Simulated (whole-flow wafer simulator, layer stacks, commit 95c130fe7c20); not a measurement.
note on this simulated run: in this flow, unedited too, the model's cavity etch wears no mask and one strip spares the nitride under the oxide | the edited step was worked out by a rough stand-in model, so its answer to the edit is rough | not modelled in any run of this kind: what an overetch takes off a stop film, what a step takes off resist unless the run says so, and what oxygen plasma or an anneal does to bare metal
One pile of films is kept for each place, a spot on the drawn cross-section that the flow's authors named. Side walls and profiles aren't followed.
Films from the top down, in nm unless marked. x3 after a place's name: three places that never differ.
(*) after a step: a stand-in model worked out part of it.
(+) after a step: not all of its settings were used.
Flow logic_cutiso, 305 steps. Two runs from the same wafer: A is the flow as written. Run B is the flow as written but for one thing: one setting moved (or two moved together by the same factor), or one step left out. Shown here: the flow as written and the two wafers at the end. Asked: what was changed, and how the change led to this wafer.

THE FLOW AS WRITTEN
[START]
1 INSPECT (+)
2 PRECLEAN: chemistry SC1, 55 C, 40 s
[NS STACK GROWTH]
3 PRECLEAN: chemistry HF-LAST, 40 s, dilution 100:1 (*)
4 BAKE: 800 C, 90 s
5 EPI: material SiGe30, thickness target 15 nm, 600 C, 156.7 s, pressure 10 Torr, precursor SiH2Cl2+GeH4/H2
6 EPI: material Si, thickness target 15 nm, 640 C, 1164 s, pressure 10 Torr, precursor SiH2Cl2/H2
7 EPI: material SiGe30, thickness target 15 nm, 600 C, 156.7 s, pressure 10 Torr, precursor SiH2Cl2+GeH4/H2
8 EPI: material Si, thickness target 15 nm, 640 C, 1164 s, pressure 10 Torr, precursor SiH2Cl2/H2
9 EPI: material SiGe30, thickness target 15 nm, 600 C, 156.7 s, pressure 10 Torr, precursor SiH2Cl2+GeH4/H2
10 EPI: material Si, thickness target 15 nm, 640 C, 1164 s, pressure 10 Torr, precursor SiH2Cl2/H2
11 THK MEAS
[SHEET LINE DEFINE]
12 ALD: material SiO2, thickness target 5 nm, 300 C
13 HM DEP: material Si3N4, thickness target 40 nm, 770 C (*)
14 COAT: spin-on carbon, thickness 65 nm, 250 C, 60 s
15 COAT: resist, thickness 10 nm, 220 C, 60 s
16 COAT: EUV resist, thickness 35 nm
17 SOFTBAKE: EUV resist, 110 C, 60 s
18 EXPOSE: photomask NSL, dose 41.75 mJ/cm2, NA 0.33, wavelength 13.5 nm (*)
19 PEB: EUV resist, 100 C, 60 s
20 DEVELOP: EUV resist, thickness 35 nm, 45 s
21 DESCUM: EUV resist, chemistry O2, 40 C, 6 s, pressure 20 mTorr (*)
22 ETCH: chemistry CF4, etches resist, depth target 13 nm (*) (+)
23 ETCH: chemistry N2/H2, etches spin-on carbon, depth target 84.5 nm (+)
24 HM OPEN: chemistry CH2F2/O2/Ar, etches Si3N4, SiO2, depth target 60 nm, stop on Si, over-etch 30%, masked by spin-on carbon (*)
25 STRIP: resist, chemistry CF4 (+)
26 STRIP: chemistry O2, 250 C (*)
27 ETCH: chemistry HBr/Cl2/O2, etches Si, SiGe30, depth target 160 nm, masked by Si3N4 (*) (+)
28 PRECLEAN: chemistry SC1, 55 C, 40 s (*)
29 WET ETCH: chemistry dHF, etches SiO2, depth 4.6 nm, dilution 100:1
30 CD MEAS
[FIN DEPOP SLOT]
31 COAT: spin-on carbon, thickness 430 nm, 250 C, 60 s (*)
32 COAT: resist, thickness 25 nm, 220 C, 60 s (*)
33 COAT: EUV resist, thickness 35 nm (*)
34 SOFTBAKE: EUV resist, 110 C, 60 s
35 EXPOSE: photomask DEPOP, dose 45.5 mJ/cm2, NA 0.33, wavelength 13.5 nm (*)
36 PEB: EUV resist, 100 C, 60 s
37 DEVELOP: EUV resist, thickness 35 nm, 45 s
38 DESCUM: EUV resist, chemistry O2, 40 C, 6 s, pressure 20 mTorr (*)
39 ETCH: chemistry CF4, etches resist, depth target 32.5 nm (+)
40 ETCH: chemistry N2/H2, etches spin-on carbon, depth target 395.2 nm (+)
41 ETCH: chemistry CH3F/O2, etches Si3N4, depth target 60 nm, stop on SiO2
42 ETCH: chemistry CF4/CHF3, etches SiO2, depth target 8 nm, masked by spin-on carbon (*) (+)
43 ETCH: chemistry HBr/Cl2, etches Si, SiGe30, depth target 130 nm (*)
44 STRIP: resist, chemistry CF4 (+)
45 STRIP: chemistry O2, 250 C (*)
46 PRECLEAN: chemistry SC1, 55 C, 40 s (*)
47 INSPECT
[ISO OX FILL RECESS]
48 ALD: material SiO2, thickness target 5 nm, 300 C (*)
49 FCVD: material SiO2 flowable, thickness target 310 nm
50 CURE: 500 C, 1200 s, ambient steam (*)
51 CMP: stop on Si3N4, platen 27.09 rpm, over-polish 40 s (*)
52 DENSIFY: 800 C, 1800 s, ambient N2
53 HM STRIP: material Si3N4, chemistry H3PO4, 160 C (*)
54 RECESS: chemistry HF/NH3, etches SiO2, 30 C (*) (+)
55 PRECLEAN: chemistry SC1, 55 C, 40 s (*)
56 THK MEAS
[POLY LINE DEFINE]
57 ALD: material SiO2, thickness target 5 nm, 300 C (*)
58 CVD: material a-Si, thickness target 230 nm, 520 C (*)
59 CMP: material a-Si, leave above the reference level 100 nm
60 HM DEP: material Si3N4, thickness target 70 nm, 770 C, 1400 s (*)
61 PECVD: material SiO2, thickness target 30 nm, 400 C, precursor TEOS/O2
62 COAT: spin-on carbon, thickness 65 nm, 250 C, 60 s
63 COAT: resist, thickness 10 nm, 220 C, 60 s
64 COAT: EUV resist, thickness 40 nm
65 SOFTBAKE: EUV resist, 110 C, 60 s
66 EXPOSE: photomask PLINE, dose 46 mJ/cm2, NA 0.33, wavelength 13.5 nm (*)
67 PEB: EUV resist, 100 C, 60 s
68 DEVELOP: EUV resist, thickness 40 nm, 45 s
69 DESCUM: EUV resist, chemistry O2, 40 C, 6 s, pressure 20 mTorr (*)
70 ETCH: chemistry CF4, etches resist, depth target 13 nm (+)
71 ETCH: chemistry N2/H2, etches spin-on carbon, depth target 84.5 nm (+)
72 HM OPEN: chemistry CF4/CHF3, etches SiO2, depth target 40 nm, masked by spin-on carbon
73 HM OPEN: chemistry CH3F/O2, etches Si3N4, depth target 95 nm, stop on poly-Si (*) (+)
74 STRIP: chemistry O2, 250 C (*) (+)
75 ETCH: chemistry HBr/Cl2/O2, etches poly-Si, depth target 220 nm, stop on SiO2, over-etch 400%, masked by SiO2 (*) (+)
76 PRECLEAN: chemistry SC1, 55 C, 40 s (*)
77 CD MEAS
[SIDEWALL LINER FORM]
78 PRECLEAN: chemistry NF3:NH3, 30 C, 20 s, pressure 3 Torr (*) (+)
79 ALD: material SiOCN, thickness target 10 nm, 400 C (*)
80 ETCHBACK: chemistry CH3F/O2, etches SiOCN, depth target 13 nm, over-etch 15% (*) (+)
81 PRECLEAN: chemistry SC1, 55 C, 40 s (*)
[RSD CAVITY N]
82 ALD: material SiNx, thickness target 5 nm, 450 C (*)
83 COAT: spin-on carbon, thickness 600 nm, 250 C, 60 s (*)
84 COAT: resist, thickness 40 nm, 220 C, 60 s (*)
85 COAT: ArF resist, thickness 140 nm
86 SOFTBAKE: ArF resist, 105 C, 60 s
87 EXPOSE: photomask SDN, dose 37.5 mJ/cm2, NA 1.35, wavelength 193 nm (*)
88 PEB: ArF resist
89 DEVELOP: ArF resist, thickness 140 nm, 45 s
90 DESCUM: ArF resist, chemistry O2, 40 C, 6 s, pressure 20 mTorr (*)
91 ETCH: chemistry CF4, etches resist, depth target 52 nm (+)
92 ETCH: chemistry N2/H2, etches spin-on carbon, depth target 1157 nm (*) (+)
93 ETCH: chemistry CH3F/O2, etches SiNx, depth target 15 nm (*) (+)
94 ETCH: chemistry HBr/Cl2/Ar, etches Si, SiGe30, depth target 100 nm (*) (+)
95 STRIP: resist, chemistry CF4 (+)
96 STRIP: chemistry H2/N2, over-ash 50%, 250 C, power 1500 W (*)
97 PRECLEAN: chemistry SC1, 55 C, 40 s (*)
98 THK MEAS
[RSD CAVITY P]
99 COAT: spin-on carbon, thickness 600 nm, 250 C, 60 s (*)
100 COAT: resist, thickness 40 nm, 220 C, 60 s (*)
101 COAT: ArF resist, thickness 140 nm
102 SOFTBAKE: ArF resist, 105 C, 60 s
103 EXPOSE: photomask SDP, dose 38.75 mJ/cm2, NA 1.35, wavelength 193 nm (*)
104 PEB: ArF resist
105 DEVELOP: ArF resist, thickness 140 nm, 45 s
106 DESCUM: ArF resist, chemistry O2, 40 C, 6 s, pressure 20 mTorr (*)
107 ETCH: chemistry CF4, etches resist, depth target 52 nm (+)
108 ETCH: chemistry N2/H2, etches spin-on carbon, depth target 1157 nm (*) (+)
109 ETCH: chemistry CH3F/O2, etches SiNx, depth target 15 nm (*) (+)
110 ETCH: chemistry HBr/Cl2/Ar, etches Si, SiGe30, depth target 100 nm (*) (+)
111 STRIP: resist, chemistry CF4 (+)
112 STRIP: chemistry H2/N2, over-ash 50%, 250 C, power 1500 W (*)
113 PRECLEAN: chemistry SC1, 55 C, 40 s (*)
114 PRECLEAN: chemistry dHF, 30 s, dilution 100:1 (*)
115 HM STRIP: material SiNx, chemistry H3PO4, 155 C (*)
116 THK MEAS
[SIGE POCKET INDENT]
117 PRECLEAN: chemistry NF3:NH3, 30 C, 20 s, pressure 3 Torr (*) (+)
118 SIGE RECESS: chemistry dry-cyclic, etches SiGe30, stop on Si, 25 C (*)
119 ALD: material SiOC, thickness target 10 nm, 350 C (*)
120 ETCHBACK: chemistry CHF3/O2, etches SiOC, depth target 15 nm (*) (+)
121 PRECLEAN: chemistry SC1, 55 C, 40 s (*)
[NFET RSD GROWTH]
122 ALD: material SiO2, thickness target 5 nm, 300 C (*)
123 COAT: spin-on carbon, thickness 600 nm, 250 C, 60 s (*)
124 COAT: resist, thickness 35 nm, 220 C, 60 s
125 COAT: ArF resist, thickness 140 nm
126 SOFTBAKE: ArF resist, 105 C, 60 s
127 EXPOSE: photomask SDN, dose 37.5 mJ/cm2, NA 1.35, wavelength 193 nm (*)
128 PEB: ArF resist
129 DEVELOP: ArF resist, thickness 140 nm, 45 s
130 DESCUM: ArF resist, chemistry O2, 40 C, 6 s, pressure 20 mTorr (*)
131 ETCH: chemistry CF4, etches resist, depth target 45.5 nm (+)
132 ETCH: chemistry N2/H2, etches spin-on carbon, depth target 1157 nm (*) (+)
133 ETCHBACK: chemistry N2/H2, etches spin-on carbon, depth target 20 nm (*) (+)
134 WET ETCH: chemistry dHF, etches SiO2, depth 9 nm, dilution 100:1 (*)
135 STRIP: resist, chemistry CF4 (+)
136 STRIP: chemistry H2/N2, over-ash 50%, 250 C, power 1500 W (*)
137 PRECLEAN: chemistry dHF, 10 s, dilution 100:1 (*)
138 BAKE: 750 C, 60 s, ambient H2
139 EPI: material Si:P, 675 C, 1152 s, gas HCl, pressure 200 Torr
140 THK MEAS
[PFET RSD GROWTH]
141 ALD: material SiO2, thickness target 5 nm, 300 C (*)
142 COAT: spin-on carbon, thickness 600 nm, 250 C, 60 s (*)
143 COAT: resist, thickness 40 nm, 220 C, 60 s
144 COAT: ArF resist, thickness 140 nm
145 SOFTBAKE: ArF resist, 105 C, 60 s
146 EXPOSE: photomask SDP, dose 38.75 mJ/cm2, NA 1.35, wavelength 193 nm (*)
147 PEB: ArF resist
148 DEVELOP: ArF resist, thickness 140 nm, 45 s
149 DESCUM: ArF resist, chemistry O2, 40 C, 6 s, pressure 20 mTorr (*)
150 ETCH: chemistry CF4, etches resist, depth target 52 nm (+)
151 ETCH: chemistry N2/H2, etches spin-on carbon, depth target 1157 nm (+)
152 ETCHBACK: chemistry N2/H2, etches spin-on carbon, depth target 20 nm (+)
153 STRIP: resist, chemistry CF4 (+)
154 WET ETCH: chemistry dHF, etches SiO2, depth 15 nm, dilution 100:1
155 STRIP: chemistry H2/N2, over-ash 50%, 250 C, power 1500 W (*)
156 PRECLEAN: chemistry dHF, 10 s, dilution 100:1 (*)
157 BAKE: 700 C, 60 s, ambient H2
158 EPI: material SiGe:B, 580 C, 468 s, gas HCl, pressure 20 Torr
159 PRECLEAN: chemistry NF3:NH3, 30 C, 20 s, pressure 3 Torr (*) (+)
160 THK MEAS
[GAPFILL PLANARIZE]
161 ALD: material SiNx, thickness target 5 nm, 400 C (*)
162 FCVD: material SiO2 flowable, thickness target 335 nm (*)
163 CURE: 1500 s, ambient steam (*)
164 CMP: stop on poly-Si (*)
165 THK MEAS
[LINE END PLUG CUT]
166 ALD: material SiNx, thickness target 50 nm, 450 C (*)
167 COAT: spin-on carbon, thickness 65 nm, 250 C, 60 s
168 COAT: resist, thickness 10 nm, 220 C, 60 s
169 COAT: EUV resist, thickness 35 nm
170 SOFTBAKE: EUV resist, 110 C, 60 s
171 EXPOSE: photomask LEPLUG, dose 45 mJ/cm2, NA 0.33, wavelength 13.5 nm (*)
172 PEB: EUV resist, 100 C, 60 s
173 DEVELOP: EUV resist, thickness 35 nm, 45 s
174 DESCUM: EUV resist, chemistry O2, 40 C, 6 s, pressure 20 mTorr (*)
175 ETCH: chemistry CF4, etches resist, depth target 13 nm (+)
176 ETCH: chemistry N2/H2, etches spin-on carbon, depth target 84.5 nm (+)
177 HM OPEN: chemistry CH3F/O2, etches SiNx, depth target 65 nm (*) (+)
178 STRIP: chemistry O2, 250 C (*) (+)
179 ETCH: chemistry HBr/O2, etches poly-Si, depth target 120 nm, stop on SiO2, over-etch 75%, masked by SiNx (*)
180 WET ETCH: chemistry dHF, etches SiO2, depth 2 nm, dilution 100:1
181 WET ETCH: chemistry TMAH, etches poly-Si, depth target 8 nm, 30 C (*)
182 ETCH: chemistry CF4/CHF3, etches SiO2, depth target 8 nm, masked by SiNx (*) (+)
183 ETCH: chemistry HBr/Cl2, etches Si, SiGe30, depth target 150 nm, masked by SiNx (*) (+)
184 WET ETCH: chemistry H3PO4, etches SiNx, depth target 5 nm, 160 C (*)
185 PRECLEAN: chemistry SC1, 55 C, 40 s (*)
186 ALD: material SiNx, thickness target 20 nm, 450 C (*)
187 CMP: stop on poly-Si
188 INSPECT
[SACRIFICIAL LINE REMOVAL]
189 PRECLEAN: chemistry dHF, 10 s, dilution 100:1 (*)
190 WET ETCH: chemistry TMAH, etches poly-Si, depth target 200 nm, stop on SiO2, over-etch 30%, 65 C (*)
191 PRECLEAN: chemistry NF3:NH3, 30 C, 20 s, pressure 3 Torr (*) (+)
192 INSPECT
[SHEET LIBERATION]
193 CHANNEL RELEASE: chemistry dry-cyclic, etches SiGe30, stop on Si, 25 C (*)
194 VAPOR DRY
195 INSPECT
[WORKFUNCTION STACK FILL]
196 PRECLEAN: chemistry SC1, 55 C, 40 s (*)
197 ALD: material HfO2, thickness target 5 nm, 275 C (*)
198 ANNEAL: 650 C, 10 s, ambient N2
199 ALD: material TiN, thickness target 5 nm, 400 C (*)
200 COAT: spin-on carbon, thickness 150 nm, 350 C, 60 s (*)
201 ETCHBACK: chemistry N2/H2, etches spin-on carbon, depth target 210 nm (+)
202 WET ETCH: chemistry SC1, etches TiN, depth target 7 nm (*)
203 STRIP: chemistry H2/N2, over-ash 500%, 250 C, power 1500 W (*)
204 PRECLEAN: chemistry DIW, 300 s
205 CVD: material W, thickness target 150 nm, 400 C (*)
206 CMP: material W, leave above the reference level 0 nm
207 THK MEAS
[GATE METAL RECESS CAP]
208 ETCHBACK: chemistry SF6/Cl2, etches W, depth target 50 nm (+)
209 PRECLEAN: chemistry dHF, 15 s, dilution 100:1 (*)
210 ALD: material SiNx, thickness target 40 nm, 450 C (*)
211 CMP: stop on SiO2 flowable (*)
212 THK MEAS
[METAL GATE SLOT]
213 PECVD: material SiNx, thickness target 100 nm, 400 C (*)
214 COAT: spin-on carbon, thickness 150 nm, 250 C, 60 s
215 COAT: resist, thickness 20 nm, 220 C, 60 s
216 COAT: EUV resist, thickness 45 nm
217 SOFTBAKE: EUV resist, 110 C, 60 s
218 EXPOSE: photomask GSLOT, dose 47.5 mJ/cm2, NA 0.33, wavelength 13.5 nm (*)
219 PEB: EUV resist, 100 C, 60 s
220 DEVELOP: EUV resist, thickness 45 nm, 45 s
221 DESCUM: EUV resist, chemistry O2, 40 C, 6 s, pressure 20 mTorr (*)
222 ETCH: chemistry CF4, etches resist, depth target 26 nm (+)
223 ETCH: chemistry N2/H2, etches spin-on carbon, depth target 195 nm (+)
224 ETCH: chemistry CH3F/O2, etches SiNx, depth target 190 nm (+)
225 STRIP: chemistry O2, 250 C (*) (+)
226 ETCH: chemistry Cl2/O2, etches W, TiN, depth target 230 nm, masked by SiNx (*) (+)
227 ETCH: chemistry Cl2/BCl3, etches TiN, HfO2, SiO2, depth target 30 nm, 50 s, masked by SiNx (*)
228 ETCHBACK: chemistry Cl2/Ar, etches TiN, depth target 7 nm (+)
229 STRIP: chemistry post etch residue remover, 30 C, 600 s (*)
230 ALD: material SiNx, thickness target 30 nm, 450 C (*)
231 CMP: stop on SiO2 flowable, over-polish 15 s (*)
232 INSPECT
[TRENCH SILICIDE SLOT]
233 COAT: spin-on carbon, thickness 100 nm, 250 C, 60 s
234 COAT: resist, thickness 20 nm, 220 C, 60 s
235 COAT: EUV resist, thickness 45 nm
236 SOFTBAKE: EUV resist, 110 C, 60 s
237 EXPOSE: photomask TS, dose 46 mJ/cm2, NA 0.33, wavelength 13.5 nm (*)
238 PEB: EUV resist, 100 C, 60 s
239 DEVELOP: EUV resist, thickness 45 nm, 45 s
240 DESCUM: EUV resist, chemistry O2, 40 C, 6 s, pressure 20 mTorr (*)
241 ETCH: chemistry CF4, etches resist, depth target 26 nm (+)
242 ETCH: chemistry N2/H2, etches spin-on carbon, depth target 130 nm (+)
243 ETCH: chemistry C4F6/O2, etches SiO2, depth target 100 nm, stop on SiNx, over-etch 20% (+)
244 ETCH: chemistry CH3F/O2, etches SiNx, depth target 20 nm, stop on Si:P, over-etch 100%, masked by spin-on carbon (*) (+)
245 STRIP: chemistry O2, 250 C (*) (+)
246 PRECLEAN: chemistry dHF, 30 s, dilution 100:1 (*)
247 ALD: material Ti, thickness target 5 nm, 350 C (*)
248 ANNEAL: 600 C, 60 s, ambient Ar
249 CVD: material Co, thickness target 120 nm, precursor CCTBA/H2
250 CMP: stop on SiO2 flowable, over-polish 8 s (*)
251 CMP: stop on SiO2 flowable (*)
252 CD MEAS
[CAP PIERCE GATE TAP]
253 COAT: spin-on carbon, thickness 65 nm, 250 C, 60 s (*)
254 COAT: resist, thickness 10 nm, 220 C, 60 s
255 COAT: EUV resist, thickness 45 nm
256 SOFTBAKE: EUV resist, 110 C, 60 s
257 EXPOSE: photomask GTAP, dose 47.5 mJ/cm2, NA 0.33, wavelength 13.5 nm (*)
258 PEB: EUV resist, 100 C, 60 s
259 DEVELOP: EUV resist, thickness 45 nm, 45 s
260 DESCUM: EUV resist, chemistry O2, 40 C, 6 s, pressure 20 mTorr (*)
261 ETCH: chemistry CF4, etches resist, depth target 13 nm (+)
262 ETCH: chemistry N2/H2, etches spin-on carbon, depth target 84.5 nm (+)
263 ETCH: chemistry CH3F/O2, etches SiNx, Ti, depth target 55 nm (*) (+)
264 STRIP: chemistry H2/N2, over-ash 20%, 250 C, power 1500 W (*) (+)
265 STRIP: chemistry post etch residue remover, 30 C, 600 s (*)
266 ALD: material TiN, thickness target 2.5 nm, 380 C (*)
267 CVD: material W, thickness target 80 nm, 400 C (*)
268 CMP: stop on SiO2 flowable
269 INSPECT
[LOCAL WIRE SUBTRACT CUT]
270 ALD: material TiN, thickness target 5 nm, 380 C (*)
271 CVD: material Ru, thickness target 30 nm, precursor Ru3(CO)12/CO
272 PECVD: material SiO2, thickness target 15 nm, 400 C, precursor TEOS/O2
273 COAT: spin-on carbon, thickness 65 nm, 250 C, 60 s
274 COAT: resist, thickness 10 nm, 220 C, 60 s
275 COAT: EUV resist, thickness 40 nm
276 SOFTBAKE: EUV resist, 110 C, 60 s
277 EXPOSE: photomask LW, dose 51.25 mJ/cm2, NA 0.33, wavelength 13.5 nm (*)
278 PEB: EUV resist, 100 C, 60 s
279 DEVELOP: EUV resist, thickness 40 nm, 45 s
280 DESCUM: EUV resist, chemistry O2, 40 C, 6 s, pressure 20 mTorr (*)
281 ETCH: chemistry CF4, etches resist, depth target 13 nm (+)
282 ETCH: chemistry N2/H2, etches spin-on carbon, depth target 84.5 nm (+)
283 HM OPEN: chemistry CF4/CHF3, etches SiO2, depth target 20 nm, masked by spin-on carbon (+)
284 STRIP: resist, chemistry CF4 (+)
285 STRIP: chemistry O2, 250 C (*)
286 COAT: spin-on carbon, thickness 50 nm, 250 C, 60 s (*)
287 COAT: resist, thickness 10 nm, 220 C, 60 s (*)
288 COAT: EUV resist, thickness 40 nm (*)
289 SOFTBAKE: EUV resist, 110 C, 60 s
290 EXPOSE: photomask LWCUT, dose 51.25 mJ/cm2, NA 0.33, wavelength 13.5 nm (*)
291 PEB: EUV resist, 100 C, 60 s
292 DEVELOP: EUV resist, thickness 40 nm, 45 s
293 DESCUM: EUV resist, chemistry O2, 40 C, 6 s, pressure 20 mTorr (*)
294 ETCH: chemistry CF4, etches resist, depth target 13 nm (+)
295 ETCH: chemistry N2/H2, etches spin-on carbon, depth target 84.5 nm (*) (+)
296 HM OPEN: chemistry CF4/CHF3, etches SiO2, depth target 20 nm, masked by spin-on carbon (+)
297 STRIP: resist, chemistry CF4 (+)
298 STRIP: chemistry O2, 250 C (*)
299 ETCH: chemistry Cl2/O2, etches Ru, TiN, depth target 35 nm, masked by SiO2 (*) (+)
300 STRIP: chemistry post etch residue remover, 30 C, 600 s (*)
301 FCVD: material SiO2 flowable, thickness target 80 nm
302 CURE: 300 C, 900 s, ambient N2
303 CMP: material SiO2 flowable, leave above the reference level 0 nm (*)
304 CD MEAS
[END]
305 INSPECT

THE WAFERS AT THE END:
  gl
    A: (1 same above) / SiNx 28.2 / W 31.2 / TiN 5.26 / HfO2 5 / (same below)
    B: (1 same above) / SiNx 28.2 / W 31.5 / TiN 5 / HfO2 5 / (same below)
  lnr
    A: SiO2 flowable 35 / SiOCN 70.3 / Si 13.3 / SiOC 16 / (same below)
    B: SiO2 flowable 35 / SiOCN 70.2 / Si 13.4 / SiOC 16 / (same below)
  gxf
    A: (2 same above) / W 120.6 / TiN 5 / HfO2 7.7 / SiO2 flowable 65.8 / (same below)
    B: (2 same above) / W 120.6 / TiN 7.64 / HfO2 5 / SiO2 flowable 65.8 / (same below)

The cause: step 75, ETCH: over-etch 240% was run, where the flow has over-etch 400%.

How the change led to this, step by step:
  75 ETCH: chemistry HBr/Cl2/O2, etches poly-Si, depth target 220 nm, stop on SiO2, over-etch 400%, masked by SiO2 (*) (+)
      lnr, lnrp, lnrt, rsdn, rsdp, rsdw, rsdx: A chemical SiO2 -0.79 (all of it), poly-Si -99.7 (all of it), SiO2 -5 (all of it) | B chemical SiO2 -0.79 (all of it), poly-Si -99.7 (all of it), SiO2 -3.24
      depop, dpovl, gfld and 10 more: A SiO2 -9.58 | B SiO2 -8.06
      (and at 2 more places)
  78 PRECLEAN: chemistry NF3:NH3, 30 C, 20 s, pressure 3 Torr (*) (+)
      lnr, lnrp, lnrt, rsdn, rsdp, rsdw, rsdx: A chemical SiO2 -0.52 (all of it) | B SiO2 -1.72 (all of it), chemical SiO2 -0.49 (all of it)
      iso, lnri: A SiO2 -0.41 (all of it), SiO2 flowable -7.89 | B SiO2 -2.17 (all of it), SiO2 flowable -5.86
  120 ETCHBACK: chemistry CHF3/O2, etches SiOC, depth target 15 nm (*) (+)
      gl, tap: A SiOC -10 (all of it), SiO2 -4.21 (all of it), Si3N4 -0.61 | B SiOC -10 (all of it), SiO2 -5
      glp: A SiOC -10 (all of it), SiO2 -4.25 (all of it), Si3N4 -0.58 | B SiOC -10 (all of it), SiO2 -5
      (and at 2 more places)
  122 ALD: material SiO2, thickness target 5 nm, 300 C (*)
      gl, glp, tap: A SiO2 +5 (new film) | B SiO2 +5
      gxn: A SiO2 +6.76 (new film) | B SiO2 +6.97
      (and at 1 more place)
  132 ETCH: chemistry N2/H2, etches spin-on carbon, depth target 1157 nm (*) (+)
      gl, tap: A spin-on carbon -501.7 (all of it), SiO2 -5 (all of it), Si3N4 -0.5 | B spin-on carbon -501.7 (all of it), SiO2 -5.68 (all of it), Si3N4 -0.18
  133 ETCHBACK: chemistry N2/H2, etches spin-on carbon, depth target 20 nm (*) (+)
      gxn: A SiO2 -0.7 (all of it), Si3N4 -0.21 | B SiO2 -1.11
  134 WET ETCH: chemistry dHF, etches SiO2, depth 9 nm, dilution 100:1 (*)
      gxn: A Si3N4 -0.34 | B SiO2 -1.45 (all of it), Si3N4 -0.22
  141 ALD: material SiO2, thickness target 5 nm, 300 C (*)
      gxn: A SiO2 +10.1 (new film) | B SiO2 +11.2 (new film)
  153 STRIP: resist, chemistry CF4 (+)
      glp: A SiO2 -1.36 (all of it) | B SiO2 -2.06 (all of it)
      gxp: A SiO2 -3.06 (all of it) | B SiO2 -4.92 (all of it)
  161 ALD: material SiNx, thickness target 5 nm, 400 C (*)
      gxp: A SiNx +5 (new film) | B SiNx +5.65 (new film)
  164 CMP: stop on poly-Si (*)
      depop, dpovl, isow, ns, nsgap: A SiO2 flowable -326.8 (all of it), SiNx -5 (all of it), SiO2 -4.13 (all of it), Si3N4 -70 (all of it) | B SiO2 flowable -326.8 (all of it), SiNx -5 (all of it), SiO2 -5.64 (all of it), Si3N4 -70 (all of it)
      gfld, gxf: A SiO2 flowable -251.9 (all of it), SiNx -5 (all of it), SiO2 -4.13 (all of it), Si3N4 -70 (all of it) | B SiO2 flowable -251.6 (all of it), SiNx -5 (all of it), SiO2 -5.64 (all of it), Si3N4 -70 (all of it)
      (and at 6 more places)
  197 ALD: material HfO2, thickness target 5 nm, 275 C (*)
      gxf: A HfO2 +7.7 (new film) | B HfO2 +5 (new film)
  199 ALD: material TiN, thickness target 5 nm, 400 C (*)
      gfld: A TiN +7.64 (new film) | B TiN +7.09 (new film)
      gxf: A TiN +5 (new film) | B TiN +7.64 (new film)
  226 ETCH: chemistry Cl2/O2, etches W, TiN, depth target 230 nm, masked by SiNx (*) (+)
      gfld: A W -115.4 (all of it), TiN -7.64 (all of it), HfO2 -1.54 | B W -116 (all of it), TiN -7.09 (all of it), HfO2 -1.54
